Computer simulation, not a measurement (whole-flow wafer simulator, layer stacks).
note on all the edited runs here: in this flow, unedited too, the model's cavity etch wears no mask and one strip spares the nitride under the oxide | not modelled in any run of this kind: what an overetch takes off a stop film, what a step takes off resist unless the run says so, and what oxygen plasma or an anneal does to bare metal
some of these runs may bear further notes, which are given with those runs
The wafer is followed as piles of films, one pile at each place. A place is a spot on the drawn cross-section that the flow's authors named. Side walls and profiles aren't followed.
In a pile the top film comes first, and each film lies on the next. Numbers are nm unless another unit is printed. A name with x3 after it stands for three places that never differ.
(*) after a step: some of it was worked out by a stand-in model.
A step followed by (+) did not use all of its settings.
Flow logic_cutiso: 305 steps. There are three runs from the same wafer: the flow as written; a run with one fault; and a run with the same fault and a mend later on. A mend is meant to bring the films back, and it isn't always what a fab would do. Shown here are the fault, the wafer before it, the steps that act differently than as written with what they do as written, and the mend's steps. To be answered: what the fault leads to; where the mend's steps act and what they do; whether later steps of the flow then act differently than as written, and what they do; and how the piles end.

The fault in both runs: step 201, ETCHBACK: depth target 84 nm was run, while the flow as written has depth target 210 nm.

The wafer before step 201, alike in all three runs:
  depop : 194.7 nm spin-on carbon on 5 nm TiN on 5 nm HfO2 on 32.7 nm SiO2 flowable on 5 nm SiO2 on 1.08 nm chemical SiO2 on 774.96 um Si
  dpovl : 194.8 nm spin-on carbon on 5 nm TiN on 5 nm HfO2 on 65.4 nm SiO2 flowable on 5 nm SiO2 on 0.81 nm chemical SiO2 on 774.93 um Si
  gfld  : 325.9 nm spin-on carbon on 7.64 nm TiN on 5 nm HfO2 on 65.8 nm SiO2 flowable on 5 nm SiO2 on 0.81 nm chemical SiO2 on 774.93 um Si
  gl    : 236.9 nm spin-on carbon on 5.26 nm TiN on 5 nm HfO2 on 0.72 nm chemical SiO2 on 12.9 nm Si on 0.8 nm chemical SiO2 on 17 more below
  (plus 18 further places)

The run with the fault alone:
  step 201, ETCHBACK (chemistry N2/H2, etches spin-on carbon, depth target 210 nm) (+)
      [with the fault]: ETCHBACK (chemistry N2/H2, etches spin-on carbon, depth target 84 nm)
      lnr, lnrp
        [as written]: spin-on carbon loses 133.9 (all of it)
        [with the fault]: spin-on carbon loses 84
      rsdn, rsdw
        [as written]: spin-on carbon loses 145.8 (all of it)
        [with the fault]: spin-on carbon loses 84
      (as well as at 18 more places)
  Steps further on in the flow that do not act as written (1 more step, not shown, differs only slightly: by at most 2% or 0.5 nm, whichever is larger):
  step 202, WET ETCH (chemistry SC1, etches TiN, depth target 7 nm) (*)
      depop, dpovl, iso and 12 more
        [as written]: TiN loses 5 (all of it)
        [with the fault]: spin-on carbon loses 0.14
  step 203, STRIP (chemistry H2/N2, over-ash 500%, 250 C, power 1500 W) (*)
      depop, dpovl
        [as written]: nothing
        [with the fault]: spin-on carbon loses 110.6 (all of it)
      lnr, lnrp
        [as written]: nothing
        [with the fault]: spin-on carbon loses 49.8 (all of it)
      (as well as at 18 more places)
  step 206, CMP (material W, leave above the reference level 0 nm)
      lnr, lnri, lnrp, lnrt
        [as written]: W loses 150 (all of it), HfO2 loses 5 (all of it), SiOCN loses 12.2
        [with the fault]: W loses 150 (all of it), TiN loses 5 (all of it), HfO2 loses 5 (all of it), SiOCN loses 12.2
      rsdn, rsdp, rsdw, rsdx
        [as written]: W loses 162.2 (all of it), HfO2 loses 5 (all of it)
        [with the fault]: W loses 162.2 (all of it), TiN loses 5 (all of it), HfO2 loses 5 (all of it)
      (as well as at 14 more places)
  By the end, the piles at depop, dpovl, isow, ns, nsgap depart from the flow's by more than 2% or 0.5 nm, whichever is larger.
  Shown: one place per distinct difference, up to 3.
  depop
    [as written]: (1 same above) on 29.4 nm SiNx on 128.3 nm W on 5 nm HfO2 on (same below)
    [with the fault]: (1 same above) on 29.4 nm SiNx on 123.3 nm W on 5 nm TiN on 5 nm HfO2 on (same below)
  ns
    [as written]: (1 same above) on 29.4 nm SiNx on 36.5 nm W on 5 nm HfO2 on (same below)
    [with the fault]: (1 same above) on 29.4 nm SiNx on 31.5 nm W on 5 nm TiN on 5 nm HfO2 on (same below)

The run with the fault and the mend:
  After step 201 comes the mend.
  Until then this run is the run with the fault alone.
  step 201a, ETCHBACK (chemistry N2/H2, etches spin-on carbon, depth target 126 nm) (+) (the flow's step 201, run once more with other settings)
      gfld, gl, glp, gxf, gxn, gxp, tap
        spin-on carbon loses 126
      lnr, lnrp
        spin-on carbon loses 49.9 (all of it)
      rsdn, rsdw
        spin-on carbon loses 61.8 (all of it)
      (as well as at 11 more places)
  Every later step of the flow that is run acts as written at every place that is followed.
  At every place that both follow, the piles at the end match the flow's.
